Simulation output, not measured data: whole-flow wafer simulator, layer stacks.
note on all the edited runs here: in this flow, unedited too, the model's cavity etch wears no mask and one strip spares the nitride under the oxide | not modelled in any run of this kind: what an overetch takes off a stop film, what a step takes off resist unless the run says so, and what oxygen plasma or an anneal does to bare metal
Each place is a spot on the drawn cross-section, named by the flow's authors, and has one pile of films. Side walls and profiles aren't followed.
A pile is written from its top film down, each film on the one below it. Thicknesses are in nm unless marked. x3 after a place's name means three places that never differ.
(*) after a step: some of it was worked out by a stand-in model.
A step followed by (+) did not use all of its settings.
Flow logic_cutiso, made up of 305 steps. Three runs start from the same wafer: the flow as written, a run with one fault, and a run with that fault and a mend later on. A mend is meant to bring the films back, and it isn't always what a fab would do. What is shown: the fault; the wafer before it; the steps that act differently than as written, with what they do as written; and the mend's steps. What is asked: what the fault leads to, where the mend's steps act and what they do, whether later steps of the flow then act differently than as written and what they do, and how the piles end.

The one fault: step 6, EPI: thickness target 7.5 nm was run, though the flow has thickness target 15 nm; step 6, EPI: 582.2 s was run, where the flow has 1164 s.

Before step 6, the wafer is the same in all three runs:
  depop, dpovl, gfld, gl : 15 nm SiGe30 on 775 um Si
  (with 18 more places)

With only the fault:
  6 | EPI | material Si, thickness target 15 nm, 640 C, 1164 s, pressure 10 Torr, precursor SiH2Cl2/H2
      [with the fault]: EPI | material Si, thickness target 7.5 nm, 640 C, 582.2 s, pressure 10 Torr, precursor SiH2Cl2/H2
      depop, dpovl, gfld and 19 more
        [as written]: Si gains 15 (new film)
        [with the fault]: Si gains 7.5 (new film)
  Steps further on in the flow that do not act as written (2 more steps, not shown, differ only slightly: by at most 2% or 0.5 nm, whichever is larger):
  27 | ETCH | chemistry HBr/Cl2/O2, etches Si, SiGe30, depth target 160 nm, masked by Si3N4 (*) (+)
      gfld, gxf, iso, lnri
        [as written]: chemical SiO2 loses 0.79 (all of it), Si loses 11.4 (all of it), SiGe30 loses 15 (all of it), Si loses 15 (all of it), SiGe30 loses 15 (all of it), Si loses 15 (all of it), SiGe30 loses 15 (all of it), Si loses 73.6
        [with the fault]: chemical SiO2 loses 0.79 (all of it), Si loses 11.4 (all of it), SiGe30 loses 15 (all of it), Si loses 15 (all of it), SiGe30 loses 15 (all of it), Si loses 7.5 (all of it), SiGe30 loses 15 (all of it), Si loses 81.1
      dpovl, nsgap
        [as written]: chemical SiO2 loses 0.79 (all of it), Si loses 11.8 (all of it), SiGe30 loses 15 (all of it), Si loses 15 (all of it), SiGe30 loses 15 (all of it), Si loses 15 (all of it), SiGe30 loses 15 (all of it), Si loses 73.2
        [with the fault]: chemical SiO2 loses 0.79 (all of it), Si loses 11.8 (all of it), SiGe30 loses 15 (all of it), Si loses 15 (all of it), SiGe30 loses 15 (all of it), Si loses 7.5 (all of it), SiGe30 loses 15 (all of it), Si loses 80.7
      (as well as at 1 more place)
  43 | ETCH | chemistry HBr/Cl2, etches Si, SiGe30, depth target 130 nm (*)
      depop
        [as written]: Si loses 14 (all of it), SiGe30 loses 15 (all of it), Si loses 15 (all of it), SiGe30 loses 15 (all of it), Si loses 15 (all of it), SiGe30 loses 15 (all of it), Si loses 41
        [with the fault]: Si loses 14 (all of it), SiGe30 loses 15 (all of it), Si loses 15 (all of it), SiGe30 loses 15 (all of it), Si loses 7.5 (all of it), SiGe30 loses 15 (all of it), Si loses 48.5
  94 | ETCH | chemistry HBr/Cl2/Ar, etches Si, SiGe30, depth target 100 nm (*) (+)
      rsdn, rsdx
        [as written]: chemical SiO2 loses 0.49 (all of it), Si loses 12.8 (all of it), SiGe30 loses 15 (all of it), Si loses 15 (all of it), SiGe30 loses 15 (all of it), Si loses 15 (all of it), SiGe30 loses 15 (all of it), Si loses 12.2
        [with the fault]: chemical SiO2 loses 0.49 (all of it), Si loses 12.8 (all of it), SiGe30 loses 15 (all of it), Si loses 15 (all of it), SiGe30 loses 15 (all of it), Si loses 7.5 (all of it), SiGe30 loses 15 (all of it), Si loses 19.7
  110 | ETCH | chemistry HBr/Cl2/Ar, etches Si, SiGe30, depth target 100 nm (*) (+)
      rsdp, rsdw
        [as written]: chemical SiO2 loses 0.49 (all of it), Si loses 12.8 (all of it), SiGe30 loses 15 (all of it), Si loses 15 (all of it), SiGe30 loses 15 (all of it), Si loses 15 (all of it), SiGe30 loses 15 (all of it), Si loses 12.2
        [with the fault]: chemical SiO2 loses 0.49 (all of it), Si loses 12.8 (all of it), SiGe30 loses 15 (all of it), Si loses 15 (all of it), SiGe30 loses 15 (all of it), Si loses 7.5 (all of it), SiGe30 loses 15 (all of it), Si loses 19.7
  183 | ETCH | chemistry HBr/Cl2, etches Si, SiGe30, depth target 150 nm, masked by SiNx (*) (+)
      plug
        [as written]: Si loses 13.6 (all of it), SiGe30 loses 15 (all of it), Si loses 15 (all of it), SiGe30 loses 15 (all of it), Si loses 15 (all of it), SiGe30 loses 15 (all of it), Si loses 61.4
        [with the fault]: Si loses 13.6 (all of it), SiGe30 loses 15 (all of it), Si loses 15 (all of it), SiGe30 loses 15 (all of it), Si loses 7.5 (all of it), SiGe30 loses 15 (all of it), Si loses 68.9
  The piles end different from the flow's at gl, glp, gxn and 6 more by more than 2% or 0.5 nm, whichever is larger.
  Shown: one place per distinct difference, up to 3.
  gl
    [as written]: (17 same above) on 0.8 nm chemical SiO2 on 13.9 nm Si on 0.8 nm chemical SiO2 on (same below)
    [with the fault]: (17 same above) on 0.8 nm chemical SiO2 on 6.42 nm Si on 0.8 nm chemical SiO2 on (same below)
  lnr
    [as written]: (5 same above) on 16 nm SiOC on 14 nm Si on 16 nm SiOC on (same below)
    [with the fault]: (5 same above) on 16 nm SiOC on 6.47 nm Si on 16 nm SiOC on (same below)
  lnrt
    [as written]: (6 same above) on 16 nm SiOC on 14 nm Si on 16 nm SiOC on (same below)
    [with the fault]: (6 same above) on 16 nm SiOC on 6.47 nm Si on 16 nm SiOC on (same below)

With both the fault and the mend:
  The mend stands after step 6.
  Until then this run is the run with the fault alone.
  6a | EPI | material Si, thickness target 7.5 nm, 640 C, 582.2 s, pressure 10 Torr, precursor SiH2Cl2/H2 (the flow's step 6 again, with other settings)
      depop, dpovl, gfld and 19 more
        Si gains 7.5
  Every later step of the flow that is run acts as written at every place that is followed.
  The piles end the same as the flow's at every place that both follow.
